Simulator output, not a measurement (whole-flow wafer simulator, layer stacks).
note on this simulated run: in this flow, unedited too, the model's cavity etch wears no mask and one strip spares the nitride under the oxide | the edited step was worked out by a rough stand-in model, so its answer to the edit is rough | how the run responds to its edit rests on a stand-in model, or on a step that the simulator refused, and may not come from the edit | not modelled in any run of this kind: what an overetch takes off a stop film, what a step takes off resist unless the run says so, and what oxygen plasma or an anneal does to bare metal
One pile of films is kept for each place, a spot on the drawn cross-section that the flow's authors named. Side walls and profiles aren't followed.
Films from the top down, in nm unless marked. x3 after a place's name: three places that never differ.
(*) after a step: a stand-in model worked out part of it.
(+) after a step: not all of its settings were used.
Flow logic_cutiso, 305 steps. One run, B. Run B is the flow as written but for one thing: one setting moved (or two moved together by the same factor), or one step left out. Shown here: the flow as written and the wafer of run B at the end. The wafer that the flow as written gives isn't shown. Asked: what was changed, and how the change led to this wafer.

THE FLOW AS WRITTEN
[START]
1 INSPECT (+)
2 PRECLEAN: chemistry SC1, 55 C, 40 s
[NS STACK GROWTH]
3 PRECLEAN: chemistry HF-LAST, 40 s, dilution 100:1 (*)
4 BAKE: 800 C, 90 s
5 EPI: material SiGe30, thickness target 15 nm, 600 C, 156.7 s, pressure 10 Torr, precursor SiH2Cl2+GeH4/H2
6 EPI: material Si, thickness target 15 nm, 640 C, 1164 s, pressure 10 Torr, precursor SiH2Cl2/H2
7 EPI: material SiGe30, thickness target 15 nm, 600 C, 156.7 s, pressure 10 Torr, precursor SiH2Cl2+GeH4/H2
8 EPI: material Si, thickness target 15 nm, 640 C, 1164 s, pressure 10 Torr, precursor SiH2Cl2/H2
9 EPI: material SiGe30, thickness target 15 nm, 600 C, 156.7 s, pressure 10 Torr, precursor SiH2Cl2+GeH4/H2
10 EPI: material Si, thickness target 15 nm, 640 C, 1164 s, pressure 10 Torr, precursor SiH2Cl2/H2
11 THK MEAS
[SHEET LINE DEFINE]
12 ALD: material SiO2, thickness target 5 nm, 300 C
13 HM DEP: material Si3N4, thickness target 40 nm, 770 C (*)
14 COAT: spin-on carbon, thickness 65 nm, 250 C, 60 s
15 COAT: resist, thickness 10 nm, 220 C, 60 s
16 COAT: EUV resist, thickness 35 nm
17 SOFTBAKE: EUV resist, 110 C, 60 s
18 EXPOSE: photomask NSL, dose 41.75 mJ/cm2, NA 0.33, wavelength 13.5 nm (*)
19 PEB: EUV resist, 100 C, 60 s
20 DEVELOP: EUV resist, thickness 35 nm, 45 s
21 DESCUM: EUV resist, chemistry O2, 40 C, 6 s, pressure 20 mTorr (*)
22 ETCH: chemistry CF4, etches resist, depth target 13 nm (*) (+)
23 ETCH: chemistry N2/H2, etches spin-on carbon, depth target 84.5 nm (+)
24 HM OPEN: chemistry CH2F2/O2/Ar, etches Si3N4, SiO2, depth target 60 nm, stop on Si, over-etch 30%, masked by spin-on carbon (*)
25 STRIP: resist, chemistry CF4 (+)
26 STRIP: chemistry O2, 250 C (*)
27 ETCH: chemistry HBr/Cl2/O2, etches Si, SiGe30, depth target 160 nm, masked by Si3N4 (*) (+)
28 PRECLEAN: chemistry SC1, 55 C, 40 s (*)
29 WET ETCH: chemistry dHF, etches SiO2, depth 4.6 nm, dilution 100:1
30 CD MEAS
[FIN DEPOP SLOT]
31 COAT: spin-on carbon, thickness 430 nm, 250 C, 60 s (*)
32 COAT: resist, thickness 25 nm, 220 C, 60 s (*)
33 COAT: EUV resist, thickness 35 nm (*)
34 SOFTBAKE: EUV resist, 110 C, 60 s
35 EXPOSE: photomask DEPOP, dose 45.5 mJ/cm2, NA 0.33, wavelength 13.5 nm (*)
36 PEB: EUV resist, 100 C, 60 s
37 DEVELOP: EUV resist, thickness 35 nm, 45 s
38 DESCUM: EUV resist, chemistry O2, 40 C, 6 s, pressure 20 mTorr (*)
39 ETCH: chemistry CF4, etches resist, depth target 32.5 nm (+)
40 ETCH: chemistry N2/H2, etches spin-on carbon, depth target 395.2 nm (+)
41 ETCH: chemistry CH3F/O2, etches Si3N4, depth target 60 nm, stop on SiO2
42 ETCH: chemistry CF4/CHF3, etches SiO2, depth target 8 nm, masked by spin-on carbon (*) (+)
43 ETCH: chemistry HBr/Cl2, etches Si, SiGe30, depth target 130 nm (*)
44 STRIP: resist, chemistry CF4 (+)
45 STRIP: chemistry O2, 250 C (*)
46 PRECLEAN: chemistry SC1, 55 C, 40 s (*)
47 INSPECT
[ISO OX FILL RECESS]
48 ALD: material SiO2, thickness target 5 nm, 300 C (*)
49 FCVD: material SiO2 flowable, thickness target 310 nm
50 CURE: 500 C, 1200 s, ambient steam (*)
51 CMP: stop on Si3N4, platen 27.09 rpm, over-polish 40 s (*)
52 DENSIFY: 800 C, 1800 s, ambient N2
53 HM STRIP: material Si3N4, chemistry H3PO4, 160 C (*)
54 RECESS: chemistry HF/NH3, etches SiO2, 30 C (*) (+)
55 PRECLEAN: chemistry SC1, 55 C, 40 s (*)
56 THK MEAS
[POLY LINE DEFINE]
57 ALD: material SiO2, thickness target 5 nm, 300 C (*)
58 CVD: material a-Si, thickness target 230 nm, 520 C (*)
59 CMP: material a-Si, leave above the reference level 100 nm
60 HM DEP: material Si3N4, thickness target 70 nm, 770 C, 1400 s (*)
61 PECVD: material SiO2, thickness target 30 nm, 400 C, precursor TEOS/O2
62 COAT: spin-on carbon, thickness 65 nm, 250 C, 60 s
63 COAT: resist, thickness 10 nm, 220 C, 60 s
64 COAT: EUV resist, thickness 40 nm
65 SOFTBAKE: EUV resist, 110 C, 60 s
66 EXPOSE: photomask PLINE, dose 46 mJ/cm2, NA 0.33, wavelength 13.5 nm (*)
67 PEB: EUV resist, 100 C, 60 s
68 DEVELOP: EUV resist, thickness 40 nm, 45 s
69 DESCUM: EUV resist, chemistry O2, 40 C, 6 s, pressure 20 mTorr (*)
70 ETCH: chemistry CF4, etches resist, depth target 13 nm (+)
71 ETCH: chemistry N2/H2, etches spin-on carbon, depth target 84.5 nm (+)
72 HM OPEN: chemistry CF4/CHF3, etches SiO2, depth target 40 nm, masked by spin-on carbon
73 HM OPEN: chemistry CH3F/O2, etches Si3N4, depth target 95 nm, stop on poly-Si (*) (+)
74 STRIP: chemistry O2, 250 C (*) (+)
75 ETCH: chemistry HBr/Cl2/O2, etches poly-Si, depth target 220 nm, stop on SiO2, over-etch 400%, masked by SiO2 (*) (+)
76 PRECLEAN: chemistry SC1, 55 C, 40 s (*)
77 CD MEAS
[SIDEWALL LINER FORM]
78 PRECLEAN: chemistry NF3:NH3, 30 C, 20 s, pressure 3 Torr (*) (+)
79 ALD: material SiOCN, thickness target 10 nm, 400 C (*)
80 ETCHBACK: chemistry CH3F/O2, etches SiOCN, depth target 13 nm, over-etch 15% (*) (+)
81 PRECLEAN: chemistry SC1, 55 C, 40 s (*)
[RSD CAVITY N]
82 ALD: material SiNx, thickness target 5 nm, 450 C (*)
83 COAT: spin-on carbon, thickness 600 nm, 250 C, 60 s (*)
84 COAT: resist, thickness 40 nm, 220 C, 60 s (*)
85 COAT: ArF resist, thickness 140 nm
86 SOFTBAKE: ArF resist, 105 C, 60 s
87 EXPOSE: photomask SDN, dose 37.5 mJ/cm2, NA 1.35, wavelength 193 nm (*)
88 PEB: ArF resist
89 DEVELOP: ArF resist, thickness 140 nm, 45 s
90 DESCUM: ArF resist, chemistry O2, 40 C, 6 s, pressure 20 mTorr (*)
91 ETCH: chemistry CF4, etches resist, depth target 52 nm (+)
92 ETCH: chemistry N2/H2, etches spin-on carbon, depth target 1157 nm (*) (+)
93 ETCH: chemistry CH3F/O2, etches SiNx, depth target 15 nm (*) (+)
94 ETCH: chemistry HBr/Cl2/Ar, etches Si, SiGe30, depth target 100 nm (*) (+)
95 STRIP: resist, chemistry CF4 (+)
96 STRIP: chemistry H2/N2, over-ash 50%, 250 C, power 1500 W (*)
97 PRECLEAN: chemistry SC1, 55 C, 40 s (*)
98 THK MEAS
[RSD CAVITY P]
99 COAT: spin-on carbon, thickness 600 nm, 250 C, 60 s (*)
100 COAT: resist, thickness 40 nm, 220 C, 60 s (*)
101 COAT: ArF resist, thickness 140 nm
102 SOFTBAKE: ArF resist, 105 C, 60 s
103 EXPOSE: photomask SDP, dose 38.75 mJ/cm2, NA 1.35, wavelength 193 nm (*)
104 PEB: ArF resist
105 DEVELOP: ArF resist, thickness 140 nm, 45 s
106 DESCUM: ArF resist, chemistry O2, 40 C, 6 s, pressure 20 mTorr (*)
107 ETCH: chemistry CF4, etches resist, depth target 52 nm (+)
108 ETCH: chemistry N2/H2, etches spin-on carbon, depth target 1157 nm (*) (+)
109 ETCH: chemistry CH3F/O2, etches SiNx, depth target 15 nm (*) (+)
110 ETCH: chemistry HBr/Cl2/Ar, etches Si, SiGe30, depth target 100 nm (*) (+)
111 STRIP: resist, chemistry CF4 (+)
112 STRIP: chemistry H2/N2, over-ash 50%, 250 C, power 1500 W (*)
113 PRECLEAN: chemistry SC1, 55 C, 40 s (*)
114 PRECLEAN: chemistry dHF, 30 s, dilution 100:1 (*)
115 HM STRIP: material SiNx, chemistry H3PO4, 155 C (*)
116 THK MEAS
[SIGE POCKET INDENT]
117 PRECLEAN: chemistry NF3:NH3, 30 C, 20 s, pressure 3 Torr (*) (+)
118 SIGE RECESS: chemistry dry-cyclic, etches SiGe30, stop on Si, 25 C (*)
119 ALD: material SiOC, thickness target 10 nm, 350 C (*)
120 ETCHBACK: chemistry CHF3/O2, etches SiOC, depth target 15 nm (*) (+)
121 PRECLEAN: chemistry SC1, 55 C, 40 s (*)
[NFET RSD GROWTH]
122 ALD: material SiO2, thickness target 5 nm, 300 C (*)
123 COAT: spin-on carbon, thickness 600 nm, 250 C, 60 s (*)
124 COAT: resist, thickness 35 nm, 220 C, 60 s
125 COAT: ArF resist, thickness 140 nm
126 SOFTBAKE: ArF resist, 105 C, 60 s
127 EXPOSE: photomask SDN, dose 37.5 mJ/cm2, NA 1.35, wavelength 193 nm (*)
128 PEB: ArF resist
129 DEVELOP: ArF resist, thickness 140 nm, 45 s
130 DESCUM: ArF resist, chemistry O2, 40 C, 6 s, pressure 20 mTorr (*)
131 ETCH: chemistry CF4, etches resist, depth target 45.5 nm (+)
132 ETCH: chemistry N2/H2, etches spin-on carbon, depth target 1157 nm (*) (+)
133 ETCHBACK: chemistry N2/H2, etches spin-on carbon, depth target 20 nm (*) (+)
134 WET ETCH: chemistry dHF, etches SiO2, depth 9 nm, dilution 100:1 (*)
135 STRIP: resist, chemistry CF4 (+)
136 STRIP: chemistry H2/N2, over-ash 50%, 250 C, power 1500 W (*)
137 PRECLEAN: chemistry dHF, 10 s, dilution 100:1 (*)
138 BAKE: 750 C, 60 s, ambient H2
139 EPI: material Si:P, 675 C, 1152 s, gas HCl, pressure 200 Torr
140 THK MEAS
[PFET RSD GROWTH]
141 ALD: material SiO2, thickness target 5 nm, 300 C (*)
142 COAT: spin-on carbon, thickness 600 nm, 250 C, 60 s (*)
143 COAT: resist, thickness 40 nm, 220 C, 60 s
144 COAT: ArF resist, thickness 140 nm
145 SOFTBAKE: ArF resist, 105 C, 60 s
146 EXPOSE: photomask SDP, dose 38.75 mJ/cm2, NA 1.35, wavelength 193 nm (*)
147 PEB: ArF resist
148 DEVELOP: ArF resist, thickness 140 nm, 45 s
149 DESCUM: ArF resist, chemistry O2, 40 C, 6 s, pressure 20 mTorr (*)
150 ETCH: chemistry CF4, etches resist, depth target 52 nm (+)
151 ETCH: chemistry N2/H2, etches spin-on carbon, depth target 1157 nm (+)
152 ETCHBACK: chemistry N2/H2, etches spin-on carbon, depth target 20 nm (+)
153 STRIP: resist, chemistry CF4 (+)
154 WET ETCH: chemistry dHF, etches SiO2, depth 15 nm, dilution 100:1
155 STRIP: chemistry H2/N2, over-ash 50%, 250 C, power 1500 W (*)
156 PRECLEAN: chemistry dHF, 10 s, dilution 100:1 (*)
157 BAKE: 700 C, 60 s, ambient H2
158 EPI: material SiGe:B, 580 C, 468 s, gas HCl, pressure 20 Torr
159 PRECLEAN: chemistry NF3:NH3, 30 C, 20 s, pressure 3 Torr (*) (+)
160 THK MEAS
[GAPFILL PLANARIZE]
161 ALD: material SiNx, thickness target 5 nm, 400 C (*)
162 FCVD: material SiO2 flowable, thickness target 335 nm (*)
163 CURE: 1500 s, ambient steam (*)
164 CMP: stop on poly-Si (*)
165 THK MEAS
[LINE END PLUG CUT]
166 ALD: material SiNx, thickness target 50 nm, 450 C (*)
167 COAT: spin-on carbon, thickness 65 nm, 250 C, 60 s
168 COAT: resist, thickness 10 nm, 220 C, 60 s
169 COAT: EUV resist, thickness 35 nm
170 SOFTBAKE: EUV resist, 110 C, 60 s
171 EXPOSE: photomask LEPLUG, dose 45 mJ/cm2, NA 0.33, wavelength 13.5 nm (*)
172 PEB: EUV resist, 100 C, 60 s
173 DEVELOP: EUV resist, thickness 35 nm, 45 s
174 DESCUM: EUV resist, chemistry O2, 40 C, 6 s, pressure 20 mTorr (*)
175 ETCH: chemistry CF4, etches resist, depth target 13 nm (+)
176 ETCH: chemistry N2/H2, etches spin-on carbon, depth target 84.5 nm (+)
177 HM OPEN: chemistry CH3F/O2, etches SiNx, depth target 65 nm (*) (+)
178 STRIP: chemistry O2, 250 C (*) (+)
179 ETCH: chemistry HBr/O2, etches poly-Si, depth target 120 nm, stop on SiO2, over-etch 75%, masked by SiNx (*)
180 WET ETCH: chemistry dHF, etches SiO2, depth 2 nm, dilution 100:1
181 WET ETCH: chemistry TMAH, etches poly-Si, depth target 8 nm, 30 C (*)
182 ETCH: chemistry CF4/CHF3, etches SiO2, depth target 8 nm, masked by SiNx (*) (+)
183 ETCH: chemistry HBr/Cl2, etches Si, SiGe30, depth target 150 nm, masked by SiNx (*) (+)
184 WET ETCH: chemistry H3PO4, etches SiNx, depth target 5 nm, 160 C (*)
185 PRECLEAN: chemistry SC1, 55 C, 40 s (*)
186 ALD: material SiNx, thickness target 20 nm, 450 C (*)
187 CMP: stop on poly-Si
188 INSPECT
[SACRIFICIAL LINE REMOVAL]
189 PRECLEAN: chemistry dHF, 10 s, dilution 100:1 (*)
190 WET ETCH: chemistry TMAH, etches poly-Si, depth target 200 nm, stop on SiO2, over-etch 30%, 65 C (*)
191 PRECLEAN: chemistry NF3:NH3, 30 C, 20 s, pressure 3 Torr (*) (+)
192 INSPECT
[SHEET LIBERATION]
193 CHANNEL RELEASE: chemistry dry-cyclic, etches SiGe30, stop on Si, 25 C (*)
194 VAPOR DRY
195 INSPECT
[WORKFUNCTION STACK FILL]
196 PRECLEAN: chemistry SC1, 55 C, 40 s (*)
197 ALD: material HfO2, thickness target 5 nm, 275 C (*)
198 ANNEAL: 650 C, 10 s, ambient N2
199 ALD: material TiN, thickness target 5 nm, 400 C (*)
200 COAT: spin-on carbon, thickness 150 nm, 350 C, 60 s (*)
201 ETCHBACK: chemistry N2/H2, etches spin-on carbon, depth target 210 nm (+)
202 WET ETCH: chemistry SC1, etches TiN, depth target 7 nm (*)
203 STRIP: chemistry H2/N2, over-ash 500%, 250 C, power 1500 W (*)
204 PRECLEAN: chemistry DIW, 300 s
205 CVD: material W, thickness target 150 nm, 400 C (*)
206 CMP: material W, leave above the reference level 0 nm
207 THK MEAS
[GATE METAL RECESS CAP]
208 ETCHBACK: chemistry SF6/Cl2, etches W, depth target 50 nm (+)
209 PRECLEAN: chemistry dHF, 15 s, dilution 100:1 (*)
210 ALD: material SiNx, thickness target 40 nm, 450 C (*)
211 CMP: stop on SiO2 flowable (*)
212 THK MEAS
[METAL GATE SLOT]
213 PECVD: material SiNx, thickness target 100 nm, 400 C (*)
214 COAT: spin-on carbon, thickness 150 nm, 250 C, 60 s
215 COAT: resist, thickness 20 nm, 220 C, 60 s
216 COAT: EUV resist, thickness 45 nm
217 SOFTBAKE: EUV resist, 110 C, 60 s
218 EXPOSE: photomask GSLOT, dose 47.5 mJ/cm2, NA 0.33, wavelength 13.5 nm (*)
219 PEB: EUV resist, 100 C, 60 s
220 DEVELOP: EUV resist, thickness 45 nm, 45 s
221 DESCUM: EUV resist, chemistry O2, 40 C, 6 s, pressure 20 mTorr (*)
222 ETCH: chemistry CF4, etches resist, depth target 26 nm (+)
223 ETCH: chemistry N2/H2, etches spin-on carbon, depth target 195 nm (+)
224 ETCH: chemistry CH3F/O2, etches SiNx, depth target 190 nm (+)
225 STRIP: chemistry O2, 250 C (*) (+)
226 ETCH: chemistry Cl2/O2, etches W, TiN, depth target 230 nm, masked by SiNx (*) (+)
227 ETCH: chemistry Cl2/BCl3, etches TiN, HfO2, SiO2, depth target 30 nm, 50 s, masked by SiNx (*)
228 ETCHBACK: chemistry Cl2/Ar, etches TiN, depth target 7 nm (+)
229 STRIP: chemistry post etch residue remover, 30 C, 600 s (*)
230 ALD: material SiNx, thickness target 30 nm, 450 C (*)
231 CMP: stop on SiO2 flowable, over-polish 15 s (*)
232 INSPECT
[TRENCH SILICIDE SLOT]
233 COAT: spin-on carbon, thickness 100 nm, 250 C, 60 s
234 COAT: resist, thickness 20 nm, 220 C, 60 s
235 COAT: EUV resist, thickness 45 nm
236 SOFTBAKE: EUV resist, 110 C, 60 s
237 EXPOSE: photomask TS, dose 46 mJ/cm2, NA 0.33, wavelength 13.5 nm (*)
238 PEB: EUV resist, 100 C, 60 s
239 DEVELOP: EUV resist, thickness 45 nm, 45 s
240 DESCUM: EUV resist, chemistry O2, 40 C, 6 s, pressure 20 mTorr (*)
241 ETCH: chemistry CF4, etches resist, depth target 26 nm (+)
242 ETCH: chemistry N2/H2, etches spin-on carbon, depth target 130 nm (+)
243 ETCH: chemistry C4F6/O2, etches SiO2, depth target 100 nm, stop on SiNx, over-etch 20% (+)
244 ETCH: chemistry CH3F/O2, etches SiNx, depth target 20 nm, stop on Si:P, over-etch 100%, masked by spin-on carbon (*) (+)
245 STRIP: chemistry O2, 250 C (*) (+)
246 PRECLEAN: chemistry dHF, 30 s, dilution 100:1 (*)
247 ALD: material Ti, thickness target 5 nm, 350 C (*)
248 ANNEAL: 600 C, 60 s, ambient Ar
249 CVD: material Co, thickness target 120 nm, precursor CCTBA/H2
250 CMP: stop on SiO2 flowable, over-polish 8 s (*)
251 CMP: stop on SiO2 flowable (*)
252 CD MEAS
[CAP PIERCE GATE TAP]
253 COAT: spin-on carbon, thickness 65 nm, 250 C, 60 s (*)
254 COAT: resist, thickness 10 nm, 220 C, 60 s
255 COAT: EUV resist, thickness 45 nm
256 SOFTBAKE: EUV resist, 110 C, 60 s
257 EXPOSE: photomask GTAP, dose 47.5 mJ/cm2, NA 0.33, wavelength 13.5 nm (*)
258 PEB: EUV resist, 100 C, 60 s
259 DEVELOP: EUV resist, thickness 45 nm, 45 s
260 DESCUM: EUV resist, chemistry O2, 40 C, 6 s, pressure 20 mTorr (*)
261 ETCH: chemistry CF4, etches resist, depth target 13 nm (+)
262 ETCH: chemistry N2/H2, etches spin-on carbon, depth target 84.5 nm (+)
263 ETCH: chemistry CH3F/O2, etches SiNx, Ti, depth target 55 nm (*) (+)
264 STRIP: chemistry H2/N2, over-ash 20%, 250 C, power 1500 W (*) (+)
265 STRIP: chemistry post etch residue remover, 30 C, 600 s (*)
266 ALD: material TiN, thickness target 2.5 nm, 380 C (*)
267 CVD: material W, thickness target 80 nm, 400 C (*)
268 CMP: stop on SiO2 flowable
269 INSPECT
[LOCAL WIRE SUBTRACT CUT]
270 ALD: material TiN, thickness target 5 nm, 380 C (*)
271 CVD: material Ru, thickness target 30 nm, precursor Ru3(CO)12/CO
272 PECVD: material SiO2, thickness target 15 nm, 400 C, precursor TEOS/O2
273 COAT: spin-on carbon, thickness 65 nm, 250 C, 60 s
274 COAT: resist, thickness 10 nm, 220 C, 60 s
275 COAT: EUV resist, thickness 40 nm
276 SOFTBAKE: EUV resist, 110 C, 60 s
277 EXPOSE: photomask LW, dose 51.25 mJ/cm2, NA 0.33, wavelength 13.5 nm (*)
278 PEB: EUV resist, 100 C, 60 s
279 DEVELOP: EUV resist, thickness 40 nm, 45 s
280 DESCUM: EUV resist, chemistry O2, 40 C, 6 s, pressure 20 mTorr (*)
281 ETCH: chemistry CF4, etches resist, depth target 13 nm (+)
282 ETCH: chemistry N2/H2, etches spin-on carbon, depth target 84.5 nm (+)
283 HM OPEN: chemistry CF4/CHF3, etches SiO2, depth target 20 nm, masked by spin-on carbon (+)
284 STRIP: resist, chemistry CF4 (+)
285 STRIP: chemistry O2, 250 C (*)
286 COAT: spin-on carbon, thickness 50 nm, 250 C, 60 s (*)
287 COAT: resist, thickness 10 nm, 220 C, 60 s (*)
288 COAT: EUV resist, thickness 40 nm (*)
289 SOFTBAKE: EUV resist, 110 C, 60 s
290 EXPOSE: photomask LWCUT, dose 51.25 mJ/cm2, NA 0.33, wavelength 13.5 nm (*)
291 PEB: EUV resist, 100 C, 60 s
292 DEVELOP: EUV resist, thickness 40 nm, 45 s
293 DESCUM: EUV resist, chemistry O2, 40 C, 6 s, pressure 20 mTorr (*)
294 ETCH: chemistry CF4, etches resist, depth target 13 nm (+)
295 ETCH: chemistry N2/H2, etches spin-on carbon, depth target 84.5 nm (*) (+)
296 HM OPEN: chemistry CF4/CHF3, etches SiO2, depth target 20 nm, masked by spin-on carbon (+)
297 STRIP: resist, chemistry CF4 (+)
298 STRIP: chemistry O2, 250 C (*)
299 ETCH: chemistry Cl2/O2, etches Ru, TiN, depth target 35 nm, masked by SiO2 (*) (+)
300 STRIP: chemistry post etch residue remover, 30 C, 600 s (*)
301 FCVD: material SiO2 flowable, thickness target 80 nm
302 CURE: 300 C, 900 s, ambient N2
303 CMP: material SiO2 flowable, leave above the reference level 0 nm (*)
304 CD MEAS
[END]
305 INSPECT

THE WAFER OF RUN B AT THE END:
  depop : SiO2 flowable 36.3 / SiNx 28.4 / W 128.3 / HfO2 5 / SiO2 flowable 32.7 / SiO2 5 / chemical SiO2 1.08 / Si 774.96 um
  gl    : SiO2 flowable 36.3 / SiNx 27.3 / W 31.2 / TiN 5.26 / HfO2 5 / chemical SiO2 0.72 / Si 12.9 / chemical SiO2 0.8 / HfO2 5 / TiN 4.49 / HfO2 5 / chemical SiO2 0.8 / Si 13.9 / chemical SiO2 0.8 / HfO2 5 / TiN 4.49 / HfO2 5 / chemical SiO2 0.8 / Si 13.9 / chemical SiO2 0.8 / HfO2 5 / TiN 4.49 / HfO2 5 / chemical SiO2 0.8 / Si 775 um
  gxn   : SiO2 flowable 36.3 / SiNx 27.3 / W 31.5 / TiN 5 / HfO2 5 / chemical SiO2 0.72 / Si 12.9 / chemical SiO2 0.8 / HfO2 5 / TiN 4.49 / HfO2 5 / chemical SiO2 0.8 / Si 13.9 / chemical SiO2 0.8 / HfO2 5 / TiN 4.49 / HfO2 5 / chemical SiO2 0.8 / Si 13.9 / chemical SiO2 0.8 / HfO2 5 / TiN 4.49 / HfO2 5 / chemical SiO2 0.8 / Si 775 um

The cause: step 299, ETCH: depth target 49.9 nm was run, where the flow has depth target 35 nm.

How the change led to this, step by step:
  299 ETCH: chemistry Cl2/O2, etches Ru, TiN, depth target 35 nm, masked by SiO2 (*) (+)
      depop, dpovl, gfld and 9 more: Ru -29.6 (all of it), TiN -5 (all of it), SiNx -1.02 (as written it would be: Ru -29.6 (all of it), TiN -5 (all of it))
      iso, rsdx: Ru -29.6 (all of it), TiN -5 (all of it), SiO2 flowable -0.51 (as written it would be: Ru -29.6 (all of it), TiN -5 (all of it))
      (and at 1 more place)
  303 CMP: material SiO2 flowable, leave above the reference level 0 nm (*)
      depop, dpovl, isow, ns, nsgap: SiO2 flowable -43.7 (as written it would be: SiO2 flowable -44.7)
